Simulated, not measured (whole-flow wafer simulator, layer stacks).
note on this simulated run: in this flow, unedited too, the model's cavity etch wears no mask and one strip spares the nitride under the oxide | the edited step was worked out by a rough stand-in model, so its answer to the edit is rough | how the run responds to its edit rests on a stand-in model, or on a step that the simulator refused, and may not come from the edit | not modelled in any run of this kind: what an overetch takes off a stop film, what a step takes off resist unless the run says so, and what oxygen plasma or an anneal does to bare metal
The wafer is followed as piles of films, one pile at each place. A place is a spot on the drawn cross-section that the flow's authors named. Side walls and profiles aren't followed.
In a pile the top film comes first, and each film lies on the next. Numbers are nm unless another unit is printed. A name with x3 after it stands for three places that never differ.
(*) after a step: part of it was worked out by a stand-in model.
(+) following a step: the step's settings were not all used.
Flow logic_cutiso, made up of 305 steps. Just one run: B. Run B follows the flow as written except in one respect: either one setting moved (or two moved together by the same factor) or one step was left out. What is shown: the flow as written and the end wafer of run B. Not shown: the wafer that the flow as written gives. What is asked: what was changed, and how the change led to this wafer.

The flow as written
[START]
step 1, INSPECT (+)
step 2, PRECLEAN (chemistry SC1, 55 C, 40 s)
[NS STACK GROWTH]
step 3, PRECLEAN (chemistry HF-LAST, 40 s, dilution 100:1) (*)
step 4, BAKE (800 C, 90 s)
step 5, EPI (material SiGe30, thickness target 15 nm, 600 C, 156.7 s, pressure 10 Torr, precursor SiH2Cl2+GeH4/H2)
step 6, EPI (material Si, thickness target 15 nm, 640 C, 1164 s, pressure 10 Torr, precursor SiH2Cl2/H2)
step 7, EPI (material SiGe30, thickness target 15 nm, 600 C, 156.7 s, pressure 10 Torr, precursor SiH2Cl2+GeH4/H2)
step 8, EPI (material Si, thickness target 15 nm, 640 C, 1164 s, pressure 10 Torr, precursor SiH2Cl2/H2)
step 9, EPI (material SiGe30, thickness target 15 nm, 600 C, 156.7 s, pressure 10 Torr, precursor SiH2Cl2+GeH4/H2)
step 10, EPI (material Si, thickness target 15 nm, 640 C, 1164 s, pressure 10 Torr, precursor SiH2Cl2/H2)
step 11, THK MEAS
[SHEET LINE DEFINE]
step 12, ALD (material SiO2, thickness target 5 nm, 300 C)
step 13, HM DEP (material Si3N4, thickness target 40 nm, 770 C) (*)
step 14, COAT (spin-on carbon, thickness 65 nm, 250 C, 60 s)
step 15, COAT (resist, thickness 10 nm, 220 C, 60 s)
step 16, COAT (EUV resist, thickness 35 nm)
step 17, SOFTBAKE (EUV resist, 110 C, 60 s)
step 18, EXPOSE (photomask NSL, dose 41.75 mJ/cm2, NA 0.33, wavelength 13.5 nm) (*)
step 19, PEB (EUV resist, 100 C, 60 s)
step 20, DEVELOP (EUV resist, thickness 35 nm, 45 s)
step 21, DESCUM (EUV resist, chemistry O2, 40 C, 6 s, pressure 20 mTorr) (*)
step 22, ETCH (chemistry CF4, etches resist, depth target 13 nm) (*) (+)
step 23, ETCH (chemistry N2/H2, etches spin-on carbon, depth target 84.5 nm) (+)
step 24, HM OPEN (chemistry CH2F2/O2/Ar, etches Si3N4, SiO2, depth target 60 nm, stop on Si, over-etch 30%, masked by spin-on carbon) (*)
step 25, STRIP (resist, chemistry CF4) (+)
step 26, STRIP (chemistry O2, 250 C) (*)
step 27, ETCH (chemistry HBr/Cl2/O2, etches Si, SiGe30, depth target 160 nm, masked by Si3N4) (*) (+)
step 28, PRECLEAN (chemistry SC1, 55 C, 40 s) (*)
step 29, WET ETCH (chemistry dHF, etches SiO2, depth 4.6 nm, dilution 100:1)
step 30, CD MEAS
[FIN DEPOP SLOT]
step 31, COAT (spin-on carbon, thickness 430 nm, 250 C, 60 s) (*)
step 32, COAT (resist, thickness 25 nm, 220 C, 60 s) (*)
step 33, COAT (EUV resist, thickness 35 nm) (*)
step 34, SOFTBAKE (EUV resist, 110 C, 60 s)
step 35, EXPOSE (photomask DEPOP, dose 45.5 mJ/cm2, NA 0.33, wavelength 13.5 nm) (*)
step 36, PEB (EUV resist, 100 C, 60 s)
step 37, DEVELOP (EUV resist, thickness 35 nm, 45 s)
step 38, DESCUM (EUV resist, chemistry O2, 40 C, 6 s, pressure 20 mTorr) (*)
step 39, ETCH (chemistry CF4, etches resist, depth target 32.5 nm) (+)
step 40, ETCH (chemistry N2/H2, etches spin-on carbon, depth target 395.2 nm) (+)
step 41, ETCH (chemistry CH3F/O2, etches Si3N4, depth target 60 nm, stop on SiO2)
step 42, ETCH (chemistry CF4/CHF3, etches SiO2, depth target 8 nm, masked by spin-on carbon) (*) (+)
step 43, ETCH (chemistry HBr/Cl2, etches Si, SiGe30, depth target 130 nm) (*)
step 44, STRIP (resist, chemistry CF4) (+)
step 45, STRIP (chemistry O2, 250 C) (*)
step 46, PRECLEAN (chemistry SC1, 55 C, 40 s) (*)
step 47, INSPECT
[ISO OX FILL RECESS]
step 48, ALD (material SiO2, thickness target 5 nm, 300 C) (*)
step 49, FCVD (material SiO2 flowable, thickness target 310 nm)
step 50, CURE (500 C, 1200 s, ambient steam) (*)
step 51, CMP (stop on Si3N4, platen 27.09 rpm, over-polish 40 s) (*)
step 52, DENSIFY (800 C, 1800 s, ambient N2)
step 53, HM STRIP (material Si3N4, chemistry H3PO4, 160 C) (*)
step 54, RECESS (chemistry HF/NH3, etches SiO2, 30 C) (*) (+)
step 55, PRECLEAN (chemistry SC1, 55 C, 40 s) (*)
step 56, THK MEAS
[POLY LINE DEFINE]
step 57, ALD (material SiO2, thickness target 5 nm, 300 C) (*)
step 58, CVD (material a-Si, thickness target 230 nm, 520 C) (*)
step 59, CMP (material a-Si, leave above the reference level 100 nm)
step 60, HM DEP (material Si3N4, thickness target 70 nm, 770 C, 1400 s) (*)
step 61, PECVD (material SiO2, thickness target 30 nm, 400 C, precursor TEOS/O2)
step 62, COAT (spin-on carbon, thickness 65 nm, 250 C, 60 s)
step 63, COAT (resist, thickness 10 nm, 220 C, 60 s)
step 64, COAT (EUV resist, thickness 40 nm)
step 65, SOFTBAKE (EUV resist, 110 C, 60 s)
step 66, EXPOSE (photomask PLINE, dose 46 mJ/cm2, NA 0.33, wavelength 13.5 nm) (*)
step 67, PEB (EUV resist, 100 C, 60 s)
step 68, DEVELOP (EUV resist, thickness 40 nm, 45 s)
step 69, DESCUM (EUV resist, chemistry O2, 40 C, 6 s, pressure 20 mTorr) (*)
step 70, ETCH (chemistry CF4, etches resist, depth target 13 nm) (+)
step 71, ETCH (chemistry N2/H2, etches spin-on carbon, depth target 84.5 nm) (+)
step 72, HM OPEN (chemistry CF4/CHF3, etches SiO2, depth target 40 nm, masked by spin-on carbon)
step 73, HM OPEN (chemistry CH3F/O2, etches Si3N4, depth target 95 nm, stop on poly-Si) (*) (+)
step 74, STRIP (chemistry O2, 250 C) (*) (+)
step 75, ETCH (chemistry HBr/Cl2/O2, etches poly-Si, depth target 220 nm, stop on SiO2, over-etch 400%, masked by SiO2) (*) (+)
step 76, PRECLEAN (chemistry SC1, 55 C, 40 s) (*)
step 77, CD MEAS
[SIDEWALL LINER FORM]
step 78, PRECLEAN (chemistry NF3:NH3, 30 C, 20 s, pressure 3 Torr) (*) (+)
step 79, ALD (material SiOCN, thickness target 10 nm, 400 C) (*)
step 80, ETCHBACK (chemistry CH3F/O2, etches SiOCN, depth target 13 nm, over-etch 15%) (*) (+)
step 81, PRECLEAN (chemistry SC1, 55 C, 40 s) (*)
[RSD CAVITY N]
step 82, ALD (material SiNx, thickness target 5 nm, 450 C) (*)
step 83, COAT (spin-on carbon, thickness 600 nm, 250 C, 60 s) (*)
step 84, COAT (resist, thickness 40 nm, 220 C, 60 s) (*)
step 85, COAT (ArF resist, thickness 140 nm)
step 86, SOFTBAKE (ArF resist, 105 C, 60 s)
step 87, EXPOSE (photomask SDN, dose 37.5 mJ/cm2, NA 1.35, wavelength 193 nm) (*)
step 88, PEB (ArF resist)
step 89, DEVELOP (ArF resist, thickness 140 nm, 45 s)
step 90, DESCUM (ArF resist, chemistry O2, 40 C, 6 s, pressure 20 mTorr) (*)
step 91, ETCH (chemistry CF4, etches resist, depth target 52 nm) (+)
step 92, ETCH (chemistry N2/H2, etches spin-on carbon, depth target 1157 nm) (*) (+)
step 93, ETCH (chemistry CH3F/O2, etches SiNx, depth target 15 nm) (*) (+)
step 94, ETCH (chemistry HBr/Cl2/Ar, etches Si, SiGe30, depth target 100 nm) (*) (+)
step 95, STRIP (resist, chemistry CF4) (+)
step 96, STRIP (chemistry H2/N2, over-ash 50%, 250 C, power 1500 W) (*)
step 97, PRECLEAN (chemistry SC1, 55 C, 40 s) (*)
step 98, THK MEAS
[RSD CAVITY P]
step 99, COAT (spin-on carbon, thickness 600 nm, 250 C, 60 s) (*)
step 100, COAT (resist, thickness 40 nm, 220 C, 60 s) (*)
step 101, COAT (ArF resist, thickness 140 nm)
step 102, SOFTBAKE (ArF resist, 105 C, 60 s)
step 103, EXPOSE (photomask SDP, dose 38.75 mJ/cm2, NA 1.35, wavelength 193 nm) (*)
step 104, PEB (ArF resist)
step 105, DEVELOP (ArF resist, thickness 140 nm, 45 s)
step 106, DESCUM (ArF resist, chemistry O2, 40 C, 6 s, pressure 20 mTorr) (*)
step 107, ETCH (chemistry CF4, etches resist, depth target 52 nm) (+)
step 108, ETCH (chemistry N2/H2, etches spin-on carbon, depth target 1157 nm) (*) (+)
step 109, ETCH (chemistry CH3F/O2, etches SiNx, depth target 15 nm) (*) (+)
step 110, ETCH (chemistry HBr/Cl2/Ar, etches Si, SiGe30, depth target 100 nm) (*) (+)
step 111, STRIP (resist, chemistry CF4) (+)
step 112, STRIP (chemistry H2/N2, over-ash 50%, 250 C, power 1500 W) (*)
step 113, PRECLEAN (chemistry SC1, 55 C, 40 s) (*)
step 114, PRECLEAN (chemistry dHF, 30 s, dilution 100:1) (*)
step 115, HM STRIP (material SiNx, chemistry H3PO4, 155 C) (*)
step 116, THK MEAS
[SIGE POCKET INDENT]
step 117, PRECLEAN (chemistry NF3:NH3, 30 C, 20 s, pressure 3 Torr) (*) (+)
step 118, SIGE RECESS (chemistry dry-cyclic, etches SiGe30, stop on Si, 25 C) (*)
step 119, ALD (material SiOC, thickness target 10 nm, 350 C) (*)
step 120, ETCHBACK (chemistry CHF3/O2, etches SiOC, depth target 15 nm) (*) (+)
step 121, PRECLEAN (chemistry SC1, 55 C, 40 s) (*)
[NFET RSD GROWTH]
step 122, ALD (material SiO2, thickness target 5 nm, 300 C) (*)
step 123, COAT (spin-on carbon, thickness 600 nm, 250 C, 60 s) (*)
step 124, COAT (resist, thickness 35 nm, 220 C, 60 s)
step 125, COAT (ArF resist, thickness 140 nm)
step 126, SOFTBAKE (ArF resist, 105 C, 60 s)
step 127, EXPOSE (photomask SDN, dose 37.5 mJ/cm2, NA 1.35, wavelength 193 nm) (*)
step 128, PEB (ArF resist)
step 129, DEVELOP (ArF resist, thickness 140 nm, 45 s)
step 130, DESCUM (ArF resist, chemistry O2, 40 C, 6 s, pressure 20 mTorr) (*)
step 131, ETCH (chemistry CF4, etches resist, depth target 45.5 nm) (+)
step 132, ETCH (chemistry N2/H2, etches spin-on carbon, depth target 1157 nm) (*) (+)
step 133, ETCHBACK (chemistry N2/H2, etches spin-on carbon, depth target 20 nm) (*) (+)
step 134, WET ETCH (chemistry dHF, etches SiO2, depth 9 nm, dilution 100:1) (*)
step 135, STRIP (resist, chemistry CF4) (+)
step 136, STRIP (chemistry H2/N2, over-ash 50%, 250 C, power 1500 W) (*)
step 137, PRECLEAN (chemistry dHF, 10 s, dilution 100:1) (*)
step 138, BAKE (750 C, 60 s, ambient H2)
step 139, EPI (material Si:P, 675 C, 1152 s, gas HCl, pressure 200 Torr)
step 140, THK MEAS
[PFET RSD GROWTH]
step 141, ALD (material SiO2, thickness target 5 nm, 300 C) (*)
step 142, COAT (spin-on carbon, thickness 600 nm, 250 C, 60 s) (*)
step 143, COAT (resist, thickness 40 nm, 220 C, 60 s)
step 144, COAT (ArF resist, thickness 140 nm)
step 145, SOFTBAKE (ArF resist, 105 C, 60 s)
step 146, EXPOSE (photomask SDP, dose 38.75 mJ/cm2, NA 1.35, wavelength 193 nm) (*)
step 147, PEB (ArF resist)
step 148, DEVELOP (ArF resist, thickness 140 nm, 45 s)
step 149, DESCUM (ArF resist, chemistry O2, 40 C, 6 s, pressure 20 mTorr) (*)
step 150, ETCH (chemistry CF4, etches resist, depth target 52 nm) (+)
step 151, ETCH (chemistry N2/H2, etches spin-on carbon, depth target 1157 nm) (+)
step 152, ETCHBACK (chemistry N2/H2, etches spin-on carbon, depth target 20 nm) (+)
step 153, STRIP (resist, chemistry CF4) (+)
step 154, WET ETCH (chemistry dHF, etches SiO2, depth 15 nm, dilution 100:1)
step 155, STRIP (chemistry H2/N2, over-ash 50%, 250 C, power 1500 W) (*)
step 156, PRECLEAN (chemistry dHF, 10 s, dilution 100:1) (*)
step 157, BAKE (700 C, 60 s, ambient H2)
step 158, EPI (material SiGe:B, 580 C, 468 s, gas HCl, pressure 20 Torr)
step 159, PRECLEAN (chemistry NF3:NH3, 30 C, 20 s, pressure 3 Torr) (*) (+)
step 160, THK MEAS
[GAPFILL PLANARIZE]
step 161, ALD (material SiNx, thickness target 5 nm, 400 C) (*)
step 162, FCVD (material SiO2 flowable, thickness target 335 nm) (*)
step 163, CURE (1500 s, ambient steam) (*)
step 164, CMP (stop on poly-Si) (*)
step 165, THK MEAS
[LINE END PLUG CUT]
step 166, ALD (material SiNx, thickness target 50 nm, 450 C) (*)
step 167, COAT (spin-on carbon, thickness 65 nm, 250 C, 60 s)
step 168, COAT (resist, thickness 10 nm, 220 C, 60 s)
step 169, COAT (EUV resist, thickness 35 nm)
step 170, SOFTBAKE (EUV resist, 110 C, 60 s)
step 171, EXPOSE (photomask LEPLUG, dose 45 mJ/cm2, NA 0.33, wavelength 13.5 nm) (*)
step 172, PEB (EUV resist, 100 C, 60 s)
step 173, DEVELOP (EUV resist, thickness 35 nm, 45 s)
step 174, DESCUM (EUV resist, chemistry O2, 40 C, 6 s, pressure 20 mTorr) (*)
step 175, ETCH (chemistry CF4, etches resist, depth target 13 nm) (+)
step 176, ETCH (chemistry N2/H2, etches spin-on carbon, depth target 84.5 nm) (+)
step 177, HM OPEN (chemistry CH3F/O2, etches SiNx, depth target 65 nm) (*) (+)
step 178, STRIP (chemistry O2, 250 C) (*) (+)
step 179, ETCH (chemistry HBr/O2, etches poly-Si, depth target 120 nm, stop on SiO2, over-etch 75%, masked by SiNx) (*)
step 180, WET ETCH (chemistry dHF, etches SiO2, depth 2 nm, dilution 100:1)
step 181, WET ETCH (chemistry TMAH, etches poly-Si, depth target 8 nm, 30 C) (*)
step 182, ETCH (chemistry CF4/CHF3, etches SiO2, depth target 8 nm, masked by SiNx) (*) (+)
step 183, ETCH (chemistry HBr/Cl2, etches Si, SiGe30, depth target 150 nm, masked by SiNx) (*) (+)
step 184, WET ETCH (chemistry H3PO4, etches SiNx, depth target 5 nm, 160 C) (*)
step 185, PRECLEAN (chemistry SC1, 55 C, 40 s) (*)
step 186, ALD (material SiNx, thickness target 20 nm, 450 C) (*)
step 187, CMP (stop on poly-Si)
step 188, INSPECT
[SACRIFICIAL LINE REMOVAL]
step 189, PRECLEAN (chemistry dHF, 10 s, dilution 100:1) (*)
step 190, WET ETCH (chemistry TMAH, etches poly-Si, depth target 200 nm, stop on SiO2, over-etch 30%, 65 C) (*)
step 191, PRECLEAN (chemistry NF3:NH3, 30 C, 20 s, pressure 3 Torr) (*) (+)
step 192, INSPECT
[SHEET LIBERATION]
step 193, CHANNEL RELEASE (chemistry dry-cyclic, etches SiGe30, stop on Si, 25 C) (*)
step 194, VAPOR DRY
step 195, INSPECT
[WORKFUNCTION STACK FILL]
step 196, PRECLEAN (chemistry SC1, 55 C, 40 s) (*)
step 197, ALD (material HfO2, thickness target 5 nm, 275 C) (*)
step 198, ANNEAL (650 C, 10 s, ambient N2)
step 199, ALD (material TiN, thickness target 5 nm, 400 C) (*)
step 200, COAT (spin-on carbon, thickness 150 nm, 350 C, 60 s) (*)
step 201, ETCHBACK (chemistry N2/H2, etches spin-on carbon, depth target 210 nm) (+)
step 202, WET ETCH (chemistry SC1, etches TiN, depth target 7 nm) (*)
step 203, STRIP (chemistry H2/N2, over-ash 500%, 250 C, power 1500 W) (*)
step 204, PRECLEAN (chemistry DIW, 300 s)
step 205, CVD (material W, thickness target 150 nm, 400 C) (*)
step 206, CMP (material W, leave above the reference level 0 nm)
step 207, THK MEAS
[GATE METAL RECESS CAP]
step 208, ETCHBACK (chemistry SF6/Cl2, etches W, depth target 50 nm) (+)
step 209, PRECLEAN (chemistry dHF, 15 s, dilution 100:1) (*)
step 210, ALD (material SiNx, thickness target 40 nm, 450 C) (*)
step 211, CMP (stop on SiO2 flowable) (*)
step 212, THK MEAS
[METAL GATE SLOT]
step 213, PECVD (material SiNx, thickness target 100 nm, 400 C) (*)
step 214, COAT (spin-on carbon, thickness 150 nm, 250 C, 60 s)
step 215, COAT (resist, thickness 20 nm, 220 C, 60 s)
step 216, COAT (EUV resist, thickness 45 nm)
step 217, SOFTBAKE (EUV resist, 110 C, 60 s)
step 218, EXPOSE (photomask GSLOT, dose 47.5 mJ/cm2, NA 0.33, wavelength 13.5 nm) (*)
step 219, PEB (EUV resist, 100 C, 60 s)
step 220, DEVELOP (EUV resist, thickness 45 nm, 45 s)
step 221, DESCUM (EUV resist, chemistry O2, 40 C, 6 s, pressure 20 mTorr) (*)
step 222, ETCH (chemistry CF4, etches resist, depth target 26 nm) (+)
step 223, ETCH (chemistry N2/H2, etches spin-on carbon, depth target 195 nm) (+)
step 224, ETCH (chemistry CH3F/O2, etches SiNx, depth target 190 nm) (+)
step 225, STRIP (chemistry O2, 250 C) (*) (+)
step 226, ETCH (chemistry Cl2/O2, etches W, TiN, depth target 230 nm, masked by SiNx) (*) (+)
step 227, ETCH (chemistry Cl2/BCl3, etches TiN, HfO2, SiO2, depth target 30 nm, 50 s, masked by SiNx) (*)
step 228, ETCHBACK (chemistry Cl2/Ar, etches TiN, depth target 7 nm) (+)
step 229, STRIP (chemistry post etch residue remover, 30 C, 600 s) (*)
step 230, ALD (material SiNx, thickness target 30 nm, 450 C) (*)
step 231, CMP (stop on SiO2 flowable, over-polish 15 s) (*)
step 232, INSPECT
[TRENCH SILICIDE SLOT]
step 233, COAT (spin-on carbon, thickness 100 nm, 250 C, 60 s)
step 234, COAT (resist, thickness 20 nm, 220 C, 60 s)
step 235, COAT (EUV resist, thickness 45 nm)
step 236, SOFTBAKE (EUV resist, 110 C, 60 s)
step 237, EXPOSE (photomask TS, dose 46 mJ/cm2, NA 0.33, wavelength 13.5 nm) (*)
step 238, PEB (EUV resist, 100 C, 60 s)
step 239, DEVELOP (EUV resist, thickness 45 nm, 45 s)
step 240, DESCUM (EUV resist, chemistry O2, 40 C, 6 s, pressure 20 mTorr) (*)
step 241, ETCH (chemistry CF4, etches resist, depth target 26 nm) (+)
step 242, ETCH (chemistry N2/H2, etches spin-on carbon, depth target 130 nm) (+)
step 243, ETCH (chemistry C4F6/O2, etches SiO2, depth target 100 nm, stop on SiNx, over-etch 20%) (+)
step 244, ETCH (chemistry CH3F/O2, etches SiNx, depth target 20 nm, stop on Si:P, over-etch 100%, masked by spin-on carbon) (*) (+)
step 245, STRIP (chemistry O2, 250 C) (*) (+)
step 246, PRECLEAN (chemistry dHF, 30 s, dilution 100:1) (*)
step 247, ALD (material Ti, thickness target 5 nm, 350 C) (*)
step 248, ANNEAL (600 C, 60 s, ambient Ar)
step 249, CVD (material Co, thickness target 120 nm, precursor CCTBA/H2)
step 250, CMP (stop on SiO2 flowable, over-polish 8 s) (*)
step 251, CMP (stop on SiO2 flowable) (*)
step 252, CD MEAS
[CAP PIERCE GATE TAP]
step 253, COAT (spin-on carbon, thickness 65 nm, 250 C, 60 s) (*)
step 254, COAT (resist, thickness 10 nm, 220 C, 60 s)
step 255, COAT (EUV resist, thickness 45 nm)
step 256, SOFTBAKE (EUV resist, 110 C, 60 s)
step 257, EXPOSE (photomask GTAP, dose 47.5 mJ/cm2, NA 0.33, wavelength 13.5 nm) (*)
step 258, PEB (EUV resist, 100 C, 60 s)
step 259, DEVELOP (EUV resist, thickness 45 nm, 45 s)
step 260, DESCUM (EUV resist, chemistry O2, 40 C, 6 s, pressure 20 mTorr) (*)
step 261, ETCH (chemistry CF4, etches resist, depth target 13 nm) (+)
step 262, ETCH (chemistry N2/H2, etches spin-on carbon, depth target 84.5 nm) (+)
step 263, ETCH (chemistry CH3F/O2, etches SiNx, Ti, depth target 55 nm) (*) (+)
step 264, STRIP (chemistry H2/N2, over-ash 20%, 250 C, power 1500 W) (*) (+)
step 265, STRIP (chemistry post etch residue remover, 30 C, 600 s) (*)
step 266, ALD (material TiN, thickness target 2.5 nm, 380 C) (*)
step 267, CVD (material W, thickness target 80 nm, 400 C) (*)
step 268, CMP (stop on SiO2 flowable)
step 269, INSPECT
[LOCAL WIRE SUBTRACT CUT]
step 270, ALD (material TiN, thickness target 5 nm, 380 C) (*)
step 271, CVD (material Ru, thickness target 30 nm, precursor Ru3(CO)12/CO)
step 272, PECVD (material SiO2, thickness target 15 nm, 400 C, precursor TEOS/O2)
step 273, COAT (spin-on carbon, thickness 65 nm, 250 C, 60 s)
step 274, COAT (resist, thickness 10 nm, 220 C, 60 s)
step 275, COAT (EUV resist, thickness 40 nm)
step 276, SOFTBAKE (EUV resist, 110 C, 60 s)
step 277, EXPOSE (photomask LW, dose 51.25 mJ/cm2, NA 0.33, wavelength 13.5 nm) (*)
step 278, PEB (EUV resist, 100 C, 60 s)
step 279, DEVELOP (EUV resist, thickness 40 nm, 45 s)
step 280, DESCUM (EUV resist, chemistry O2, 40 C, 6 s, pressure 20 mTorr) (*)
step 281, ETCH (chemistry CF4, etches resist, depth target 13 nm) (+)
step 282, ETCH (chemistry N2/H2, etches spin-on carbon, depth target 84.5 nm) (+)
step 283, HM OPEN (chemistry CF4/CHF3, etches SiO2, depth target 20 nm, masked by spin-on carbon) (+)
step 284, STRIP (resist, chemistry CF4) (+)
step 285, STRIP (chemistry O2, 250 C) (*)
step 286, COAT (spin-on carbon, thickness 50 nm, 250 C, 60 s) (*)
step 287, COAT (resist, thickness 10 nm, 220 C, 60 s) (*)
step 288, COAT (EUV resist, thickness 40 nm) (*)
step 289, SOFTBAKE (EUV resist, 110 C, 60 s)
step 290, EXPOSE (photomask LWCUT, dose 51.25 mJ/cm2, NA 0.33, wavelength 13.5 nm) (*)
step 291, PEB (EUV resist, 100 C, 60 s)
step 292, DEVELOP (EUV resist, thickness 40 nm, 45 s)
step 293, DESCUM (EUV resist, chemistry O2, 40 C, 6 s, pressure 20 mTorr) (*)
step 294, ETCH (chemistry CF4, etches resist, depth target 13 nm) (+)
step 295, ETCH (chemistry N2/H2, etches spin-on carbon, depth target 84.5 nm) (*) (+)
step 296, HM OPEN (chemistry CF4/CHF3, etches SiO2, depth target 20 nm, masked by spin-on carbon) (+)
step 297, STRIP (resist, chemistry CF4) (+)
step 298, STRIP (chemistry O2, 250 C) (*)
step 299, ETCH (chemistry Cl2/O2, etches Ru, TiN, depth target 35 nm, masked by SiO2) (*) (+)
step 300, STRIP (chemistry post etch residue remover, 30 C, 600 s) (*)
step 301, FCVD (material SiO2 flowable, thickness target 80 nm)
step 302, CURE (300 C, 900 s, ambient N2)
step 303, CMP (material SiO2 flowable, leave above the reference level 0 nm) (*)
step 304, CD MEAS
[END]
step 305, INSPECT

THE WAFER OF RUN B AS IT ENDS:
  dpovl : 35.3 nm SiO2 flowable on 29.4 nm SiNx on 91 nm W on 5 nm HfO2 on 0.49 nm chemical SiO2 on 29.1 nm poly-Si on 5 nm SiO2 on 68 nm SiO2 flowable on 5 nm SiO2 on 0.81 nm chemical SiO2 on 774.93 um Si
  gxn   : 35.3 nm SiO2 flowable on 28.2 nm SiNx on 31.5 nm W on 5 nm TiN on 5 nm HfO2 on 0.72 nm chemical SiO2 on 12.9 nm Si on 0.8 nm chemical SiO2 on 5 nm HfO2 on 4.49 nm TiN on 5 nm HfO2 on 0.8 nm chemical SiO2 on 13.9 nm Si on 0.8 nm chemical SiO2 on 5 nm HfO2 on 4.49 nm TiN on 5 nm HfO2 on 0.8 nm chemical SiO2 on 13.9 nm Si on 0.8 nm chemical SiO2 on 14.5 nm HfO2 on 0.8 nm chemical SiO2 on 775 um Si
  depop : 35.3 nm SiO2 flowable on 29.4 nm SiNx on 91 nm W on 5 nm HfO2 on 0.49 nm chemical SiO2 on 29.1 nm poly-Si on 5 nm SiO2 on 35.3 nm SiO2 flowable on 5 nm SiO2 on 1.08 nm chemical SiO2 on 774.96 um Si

Cause: step 190, WET ETCH: depth target 160 nm was run, though the flow has depth target 200 nm.

How this came from the change, step by step:
  step 190, WET ETCH (chemistry TMAH, etches poly-Si, depth target 200 nm, stop on SiO2, over-etch 30%, 65 C) (*)
      depop, dpovl, gfld, gxf, isow, nsgap: poly-Si loses 160 (it would be, as written: poly-Si loses 189.4 (all of it))
  step 191, PRECLEAN (chemistry NF3:NH3, 30 C, 20 s, pressure 3 Torr) (*) (+)
      depop, dpovl, gfld, gxf, isow, nsgap: nothing (it would be, as written: SiO2 loses 5 (all of it), SiO2 flowable loses 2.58)
  step 197, ALD (material HfO2, thickness target 5 nm, 275 C) (*)
      gxn, gxp: HfO2 gains 5 (new film), HfO2 gains 5 (new film), cavity loses 10, HfO2 gains 5 (new film), HfO2 gains 5 (new film), cavity loses 10, HfO2 gains 5 (new film), HfO2 gains 14.5 (new film), cavity loses 14.5 (all of it) (it would be, as written: HfO2 gains 5 (new film), HfO2 gains 5 (new film), cavity loses 10, HfO2 gains 5 (new film), HfO2 gains 5 (new film), cavity loses 10, HfO2 gains 5 (new film), HfO2 gains 5 (new film), cavity loses 10, HfO2 gains 5 (new film))
      gxf: HfO2 gains 5 (new film) (it would be, as written: HfO2 gains 7.7 (new film))
  step 199, ALD (material TiN, thickness target 5 nm, 400 C) (*)
      gxn, gxp: TiN gains 5 (new film), TiN gains 4.49 (new film), cavity loses 4.49 (all of it), TiN gains 4.49 (new film), cavity loses 4.49 (all of it) (it would be, as written: TiN gains 5 (new film), TiN gains 4.49 (new film), cavity loses 4.49 (all of it), TiN gains 4.49 (new film), cavity loses 4.49 (all of it), TiN gains 4.49 (new film), cavity loses 4.49 (all of it))
      gfld: TiN gains 5 (new film) (it would be, as written: TiN gains 7.64 (new film))
  step 200, COAT (spin-on carbon, thickness 150 nm, 350 C, 60 s) (*)
      depop: spin-on carbon gains 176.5 (new film) (it would be, as written: spin-on carbon gains 194.7 (new film))
      dpovl: spin-on carbon gains 176.5 (new film) (it would be, as written: spin-on carbon gains 194.8 (new film))
      (also at 5 further places)
  step 201, ETCHBACK (chemistry N2/H2, etches spin-on carbon, depth target 210 nm) (+)
      depop: spin-on carbon loses 176.5 (all of it) (it would be, as written: spin-on carbon loses 194.7 (all of it))
      dpovl: spin-on carbon loses 176.5 (all of it) (it would be, as written: spin-on carbon loses 194.8 (all of it))
      (also at 3 further places)
  step 203, STRIP (chemistry H2/N2, over-ash 500%, 250 C, power 1500 W) (*)
      gl, glp: spin-on carbon loses 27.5 (all of it) (it would be, as written: spin-on carbon loses 26.7 (all of it))
      gxn, gxp: spin-on carbon loses 27.6 (all of it) (it would be, as written: spin-on carbon loses 26.8 (all of it))
      (also at 3 further places)
  step 205, CVD (material W, thickness target 150 nm, 400 C) (*)
      depop, dpovl, isow, nsgap: W gains 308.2 (new film) (it would be, as written: W gains 345.5 (new film))
      gfld: W gains 303.2 (new film) (it would be, as written: W gains 337.9 (new film))
      (also at 1 further place)
  step 226, ETCH (chemistry Cl2/O2, etches W, TiN, depth target 230 nm, masked by SiNx) (*) (+)
      depop, dpovl, gl and 18 more: SiNx loses 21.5 (it would be, as written: SiNx loses 30.8)
      gfld: W loses 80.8 (all of it), TiN loses 5 (all of it), HfO2 loses 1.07 (it would be, as written: W loses 115.4 (all of it), TiN loses 7.64 (all of it), HfO2 loses 1.54)
  step 227, ETCH (chemistry Cl2/BCl3, etches TiN, HfO2, SiO2, depth target 30 nm, 50 s, masked by SiNx) (*)
      gfld: HfO2 loses 3.93 (all of it), chemical SiO2 loses 0.49 (all of it), poly-Si loses 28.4 (it would be, as written: HfO2 loses 3.46 (all of it), SiO2 flowable loses 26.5)
  step 228, ETCHBACK (chemistry Cl2/Ar, etches TiN, depth target 7 nm) (+)
      gfld: poly-Si loses 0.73 (all of it), SiO2 loses 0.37 (it would be, as written: SiO2 flowable loses 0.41)
  step 230, ALD (material SiNx, thickness target 30 nm, 450 C) (*)
      gfld: SiNx gains 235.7 (new film) (it would be, as written: SiNx gains 260.6 (new film))
  step 231, CMP (stop on SiO2 flowable, over-polish 15 s) (*)
      depop, dpovl, gl and 9 more: SiNx loses 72 (it would be, as written: SiNx loses 62.7)
      lnr, lnri, lnrp, lnrt: SiNx loses 70.3 (all of it), SiOCN loses 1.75 (it would be, as written: SiNx loses 61 (all of it), SiOCN loses 1.75)
      (also at 6 further places)
If metal films that touch count as one body, gxn has 3 bodies (between them, from the top down: HfO2 5 / chemical SiO2 0.72 / Si 12.9 / chemical SiO2 0.8 / HfO2 5; HfO2 5 / chemical SiO2 0.8 / Si 13.9 / chemical SiO2 0.8 / HfO2 5); the flow as written gives 4 bodies (between them, from the top down: HfO2 5 / chemical SiO2 0.72 / Si 12.9 / chemical SiO2 0.8 / HfO2 5; HfO2 5 / chemical SiO2 0.8 / Si 13.9 / chemical SiO2 0.8 / HfO2 5; HfO2 5 / chemical SiO2 0.8 / Si 13.9 / chemical SiO2 0.8 / HfO2 5).
